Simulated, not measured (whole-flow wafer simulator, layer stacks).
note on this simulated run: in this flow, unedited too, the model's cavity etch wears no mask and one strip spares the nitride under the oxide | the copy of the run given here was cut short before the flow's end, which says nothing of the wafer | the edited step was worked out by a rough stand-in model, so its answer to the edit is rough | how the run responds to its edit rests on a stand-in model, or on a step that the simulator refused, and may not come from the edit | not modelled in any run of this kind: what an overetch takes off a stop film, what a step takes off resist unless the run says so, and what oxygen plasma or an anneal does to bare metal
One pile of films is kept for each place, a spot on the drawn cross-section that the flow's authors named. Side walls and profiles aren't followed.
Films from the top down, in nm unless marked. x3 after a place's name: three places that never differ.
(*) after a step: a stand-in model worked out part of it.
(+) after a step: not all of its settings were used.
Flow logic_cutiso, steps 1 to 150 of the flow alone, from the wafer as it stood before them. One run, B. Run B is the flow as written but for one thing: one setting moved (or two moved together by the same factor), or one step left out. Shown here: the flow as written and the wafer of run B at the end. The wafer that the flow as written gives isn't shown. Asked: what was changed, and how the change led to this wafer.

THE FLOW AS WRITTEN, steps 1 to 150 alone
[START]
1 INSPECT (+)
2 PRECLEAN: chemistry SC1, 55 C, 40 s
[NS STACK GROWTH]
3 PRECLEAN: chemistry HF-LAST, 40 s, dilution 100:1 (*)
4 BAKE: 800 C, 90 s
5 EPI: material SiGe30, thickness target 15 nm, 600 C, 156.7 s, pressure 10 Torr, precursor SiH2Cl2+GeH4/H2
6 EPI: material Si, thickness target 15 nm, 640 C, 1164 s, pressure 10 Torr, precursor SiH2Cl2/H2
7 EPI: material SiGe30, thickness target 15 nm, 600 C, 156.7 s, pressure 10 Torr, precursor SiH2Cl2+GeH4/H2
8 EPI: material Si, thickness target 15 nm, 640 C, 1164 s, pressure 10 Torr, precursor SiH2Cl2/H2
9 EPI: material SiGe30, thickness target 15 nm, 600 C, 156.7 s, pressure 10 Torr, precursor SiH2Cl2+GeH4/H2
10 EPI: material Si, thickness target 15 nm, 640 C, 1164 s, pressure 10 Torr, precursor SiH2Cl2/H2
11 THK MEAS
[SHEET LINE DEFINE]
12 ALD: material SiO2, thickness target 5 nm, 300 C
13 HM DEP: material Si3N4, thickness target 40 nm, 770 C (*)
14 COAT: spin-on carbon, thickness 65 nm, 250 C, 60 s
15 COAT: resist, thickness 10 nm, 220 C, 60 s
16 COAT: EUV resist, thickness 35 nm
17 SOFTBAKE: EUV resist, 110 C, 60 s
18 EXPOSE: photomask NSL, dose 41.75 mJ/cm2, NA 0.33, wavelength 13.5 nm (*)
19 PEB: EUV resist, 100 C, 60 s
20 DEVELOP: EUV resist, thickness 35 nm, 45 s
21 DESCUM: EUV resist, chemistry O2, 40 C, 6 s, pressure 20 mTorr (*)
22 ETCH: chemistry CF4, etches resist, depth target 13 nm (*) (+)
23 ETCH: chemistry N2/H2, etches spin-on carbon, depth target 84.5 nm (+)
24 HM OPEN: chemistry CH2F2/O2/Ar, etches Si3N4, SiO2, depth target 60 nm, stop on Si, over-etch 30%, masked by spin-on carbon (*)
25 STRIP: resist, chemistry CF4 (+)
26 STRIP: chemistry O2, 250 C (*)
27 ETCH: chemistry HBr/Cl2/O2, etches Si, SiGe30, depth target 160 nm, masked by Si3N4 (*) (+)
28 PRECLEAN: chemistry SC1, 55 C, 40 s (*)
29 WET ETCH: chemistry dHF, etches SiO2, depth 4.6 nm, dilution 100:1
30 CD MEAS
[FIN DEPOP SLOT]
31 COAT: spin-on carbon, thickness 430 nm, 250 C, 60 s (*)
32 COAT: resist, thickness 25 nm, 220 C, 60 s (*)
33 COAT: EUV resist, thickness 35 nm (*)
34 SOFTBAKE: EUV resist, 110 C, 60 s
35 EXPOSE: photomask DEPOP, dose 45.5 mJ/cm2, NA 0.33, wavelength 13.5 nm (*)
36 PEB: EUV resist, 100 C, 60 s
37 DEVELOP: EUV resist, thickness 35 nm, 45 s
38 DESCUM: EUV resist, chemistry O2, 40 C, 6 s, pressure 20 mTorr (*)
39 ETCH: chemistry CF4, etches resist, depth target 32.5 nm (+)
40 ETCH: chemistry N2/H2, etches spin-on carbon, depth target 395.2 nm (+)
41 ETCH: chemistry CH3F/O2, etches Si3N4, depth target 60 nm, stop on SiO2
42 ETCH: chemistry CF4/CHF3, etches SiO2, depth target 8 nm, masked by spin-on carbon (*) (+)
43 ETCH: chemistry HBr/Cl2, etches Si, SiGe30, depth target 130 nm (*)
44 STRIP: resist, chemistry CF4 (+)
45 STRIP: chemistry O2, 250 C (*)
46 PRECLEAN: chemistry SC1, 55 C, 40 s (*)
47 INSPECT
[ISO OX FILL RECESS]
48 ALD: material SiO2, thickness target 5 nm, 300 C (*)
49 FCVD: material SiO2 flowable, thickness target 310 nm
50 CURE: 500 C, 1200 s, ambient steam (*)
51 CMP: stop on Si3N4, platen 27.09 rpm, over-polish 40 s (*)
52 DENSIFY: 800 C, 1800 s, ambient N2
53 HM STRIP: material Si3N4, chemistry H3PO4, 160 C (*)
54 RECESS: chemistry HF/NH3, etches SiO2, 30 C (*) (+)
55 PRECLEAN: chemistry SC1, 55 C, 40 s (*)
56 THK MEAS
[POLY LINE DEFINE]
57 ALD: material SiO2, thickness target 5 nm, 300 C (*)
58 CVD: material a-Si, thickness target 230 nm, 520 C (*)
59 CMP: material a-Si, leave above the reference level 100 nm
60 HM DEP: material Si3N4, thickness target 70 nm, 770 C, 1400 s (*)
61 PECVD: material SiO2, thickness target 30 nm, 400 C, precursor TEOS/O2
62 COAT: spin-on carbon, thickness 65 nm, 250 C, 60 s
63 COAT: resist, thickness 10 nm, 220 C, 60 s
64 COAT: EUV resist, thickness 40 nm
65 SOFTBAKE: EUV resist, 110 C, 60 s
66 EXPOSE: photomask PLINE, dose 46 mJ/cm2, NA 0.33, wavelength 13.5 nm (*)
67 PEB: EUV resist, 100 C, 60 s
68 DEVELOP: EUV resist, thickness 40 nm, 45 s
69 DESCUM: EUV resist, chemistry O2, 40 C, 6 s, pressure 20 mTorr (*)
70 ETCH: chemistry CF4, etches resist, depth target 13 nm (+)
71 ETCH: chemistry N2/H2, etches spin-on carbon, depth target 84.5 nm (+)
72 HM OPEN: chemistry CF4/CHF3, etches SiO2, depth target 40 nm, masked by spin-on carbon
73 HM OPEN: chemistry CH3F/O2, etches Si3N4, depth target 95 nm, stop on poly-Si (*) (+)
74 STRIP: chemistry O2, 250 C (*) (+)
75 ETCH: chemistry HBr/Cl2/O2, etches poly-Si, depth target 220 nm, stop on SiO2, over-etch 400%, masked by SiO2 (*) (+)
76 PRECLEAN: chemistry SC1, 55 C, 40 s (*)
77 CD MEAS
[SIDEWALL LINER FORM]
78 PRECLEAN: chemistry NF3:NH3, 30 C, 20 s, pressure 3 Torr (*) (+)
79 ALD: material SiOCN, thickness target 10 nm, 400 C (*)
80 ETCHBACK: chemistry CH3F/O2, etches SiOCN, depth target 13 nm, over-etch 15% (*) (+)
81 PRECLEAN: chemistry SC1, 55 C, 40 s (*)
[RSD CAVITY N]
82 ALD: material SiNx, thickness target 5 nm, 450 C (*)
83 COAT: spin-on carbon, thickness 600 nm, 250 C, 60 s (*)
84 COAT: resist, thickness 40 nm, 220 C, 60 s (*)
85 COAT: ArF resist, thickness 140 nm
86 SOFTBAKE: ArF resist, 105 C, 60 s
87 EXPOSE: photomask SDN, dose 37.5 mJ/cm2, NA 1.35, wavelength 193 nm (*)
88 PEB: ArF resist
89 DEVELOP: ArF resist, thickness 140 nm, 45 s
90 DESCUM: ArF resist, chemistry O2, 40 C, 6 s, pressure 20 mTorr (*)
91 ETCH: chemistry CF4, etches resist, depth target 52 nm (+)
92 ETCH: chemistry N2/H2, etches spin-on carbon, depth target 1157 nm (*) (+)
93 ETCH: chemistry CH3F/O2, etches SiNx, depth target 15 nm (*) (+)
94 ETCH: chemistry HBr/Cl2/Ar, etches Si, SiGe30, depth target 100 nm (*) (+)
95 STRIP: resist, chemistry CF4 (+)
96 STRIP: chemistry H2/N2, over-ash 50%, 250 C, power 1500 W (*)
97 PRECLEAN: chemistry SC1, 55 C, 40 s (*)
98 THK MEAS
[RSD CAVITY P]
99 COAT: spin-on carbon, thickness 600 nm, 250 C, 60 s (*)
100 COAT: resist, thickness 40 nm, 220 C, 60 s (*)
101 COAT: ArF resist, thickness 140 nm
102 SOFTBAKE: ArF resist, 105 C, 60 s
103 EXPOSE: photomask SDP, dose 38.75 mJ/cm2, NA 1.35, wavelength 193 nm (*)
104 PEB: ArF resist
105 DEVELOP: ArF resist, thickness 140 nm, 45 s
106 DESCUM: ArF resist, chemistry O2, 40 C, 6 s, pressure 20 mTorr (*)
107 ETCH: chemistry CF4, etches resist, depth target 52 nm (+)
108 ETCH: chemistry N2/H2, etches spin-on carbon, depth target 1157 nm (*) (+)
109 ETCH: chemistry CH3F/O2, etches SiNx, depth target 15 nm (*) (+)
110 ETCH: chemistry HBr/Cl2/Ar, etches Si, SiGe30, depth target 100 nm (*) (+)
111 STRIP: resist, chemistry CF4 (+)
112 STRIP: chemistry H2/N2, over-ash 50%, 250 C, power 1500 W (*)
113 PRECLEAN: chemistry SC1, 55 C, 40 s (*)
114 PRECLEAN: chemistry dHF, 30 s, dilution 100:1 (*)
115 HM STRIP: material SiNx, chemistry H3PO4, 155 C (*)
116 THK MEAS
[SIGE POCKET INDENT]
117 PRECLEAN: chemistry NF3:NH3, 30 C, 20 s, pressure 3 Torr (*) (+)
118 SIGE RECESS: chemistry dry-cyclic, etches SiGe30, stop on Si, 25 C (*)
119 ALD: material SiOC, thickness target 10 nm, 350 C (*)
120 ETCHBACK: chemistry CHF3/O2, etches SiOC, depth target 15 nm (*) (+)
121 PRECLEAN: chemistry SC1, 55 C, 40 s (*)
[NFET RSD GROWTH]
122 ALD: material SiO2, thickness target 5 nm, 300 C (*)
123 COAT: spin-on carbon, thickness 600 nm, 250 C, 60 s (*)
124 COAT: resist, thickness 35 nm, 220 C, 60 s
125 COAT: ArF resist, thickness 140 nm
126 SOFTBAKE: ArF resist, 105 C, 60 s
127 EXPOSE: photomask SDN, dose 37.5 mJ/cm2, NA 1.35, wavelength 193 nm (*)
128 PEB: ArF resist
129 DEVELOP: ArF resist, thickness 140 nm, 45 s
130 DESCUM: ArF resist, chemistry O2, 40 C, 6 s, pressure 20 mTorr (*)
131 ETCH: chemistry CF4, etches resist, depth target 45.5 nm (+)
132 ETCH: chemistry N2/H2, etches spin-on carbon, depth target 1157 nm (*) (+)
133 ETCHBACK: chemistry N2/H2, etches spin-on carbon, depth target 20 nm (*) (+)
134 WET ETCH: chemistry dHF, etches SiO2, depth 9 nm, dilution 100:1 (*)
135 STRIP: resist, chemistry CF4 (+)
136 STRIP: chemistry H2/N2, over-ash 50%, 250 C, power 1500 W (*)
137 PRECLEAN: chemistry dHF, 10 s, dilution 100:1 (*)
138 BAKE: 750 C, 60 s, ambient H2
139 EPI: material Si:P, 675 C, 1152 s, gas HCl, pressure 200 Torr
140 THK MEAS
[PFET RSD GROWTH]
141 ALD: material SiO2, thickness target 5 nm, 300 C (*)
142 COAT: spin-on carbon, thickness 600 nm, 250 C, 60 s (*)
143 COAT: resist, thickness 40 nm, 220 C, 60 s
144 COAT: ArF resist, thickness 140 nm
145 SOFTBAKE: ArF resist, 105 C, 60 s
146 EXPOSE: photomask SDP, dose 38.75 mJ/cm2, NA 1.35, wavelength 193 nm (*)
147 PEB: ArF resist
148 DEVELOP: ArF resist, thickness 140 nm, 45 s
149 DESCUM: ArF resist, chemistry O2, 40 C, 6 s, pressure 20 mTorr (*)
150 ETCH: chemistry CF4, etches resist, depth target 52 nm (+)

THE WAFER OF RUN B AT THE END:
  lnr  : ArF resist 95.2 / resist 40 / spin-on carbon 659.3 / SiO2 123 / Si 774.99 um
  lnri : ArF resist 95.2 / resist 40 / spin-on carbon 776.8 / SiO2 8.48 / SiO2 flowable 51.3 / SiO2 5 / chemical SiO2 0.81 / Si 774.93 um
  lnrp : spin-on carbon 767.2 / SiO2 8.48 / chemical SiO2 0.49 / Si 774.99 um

The cause: step 79, ALD: thickness target 5.5 nm was run, where the flow has thickness target 10 nm.

How the change led to this, step by step:
  79 ALD: material SiOCN, thickness target 10 nm, 400 C (*)
      depop, dpovl, gfld and 19 more: SiOCN +5.5 (new film) (as written it would be: SiOCN +10 (new film))
  80 ETCHBACK: chemistry CH3F/O2, etches SiOCN, depth target 13 nm, over-etch 15% (*) (+)
      lnr, lnrp, lnrt: SiOCN -5.5 (all of it), Si -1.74 (as written it would be: SiOCN +175.1)
      lnri: SiOCN -5.5 (all of it), SiO2 flowable -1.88 (as written it would be: SiOCN +271.9)
      (and at 18 more places)
  83 COAT: spin-on carbon, thickness 600 nm, 250 C, 60 s (*)
      gl, glp, plug, tap: spin-on carbon +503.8 (new film) (as written it would be: spin-on carbon +528.7 (new film))
      rsdn, rsdw, rsdx: spin-on carbon +691.5 (new film) (as written it would be: spin-on carbon +716.5 (new film))
      (and at 10 more places)
  92 ETCH: chemistry N2/H2, etches spin-on carbon, depth target 1157 nm (*) (+)
      gl, gxn, tap: spin-on carbon -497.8 (all of it), SiNx -5 (all of it), SiO2 -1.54 (as written it would be: spin-on carbon -522.7 (all of it), SiNx -2.88)
      depop, dpovl, gfld and 12 more: ArF resist -95.2 (all of it), resist -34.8 (as written it would be: ArF resist -95.2 (all of it), resist -26.2)
      (and at 4 more places)
  93 ETCH: chemistry CH3F/O2, etches SiNx, depth target 15 nm (*) (+)
      gl, gxn, tap: SiO2 -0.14 (as written it would be: SiNx -2.12 (all of it), SiO2 -0.17)
      lnr, lnrt: SiNx -1.27 (all of it), chemical SiO2 -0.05 (as written it would be: SiNx -2.15 (all of it), SiOCN -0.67)
      (and at 2 more places)
  94 ETCH: chemistry HBr/Cl2/Ar, etches Si, SiGe30, depth target 100 nm (*) (+)
      lnr, lnrt: chemical SiO2 -0.44 (all of it), Si -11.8 (all of it), SiGe30 -15 (all of it), Si -15 (all of it), SiGe30 -15 (all of it), Si -15 (all of it), SiGe30 -15 (all of it), Si -13.2 (as written it would be: nothing)
      rsdn, rsdx: chemical SiO2 -0.44 (all of it), Si -11.8 (all of it), SiGe30 -15 (all of it), Si -15 (all of it), SiGe30 -15 (all of it), Si -15 (all of it), SiGe30 -15 (all of it), Si -13.2 (as written it would be: chemical SiO2 -0.49 (all of it), Si -12.8 (all of it), SiGe30 -15 (all of it), Si -15 (all of it), SiGe30 -15 (all of it), Si -15 (all of it), SiGe30 -15 (all of it), Si -12.2)
  95 STRIP: resist, chemistry CF4 (+)
      depop, dpovl, isow, ns, nsgap: resist -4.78 (all of it) (as written it would be: resist -13 (all of it))
      gfld, lnri: resist -4.86 (all of it) (as written it would be: resist -13 (all of it))
      (and at 8 more places)
  96 STRIP: chemistry H2/N2, over-ash 50%, 250 C, power 1500 W (*)
      gfld, gxf: spin-on carbon -503.7 (all of it) (as written it would be: spin-on carbon -528.6 (all of it))
      glp, plug: spin-on carbon -503.8 (all of it) (as written it would be: spin-on carbon -528.7 (all of it))
      (and at 6 more places)
  99 COAT: spin-on carbon, thickness 600 nm, 250 C, 60 s (*)
      gfld, plug: spin-on carbon +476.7 (new film) (as written it would be: spin-on carbon +509.8 (new film))
      gl, gxn: spin-on carbon +483.3 (new film) (as written it would be: spin-on carbon +514.9 (new film))
      (and at 13 more places)
  108 ETCH: chemistry N2/H2, etches spin-on carbon, depth target 1157 nm (*) (+)
      glp, gxp: spin-on carbon -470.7 (all of it), SiNx -5 (all of it), SiO2 -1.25 (as written it would be: spin-on carbon -503.9 (all of it), SiNx -2.78)
      depop, dpovl, gfld and 14 more: ArF resist -95.2 (all of it), resist -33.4 (as written it would be: ArF resist -95.2 (all of it), resist -25.2)
      (and at 3 more places)
  109 ETCH: chemistry CH3F/O2, etches SiNx, depth target 15 nm (*) (+)
      glp, gxp: SiO2 -0.16 (as written it would be: SiNx -2.22 (all of it), SiO2 -0.17)
      rsdp, rsdw: SiNx -1.42 (all of it), chemical SiO2 -0.06 (as written it would be: SiNx -4.26 (all of it))
      (and at 1 more place)
  110 ETCH: chemistry HBr/Cl2/Ar, etches Si, SiGe30, depth target 100 nm (*) (+)
      lnrp: chemical SiO2 -0.44 (all of it), Si -11.8 (all of it), SiGe30 -15 (all of it), Si -15 (all of it), SiGe30 -15 (all of it), Si -15 (all of it), SiGe30 -15 (all of it), Si -13.2 (as written it would be: nothing)
      rsdp, rsdw: chemical SiO2 -0.44 (all of it), Si -11.8 (all of it), SiGe30 -15 (all of it), Si -15 (all of it), SiGe30 -15 (all of it), Si -15 (all of it), SiGe30 -15 (all of it), Si -13.2 (as written it would be: chemical SiO2 -0.49 (all of it), Si -12.8 (all of it), SiGe30 -15 (all of it), Si -15 (all of it), SiGe30 -15 (all of it), Si -15 (all of it), SiGe30 -15 (all of it), Si -12.2)
  111 STRIP: resist, chemistry CF4 (+)
      depop, dpovl, gfld, isow, ns, nsgap: resist -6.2 (all of it) (as written it would be: resist -14 (all of it))
      gl, rsdx: resist -6.32 (all of it) (as written it would be: resist -14.1 (all of it))
      (and at 9 more places)
  112 STRIP: chemistry H2/N2, over-ash 50%, 250 C, power 1500 W (*)
      gfld, plug: spin-on carbon -476.7 (all of it) (as written it would be: spin-on carbon -509.8 (all of it))
      gl, gxn: spin-on carbon -483.3 (all of it) (as written it would be: spin-on carbon -514.9 (all of it))
      (and at 8 more places)
  114 PRECLEAN: chemistry dHF, 30 s, dilution 100:1 (*)
      lnr, lnrt: chemical SiO2 -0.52 (all of it) (as written it would be: SiOCN -0.49)
  115 HM STRIP: material SiNx, chemistry H3PO4, 155 C (*)
      lnr, lnrp, lnrt: chemical SiO2 +0.5 (new film), Si -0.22 (as written it would be: SiOCN -0.58)
  ... 12 more steps ...
  142 COAT: spin-on carbon, thickness 600 nm, 250 C, 60 s (*)
      gfld, plug: spin-on carbon +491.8 (new film) (as written it would be: spin-on carbon +525.3 (new film))
      gl, tap: spin-on carbon +513.7 (new film) (as written it would be: spin-on carbon +547.8 (new film))
      (and at 13 more places)
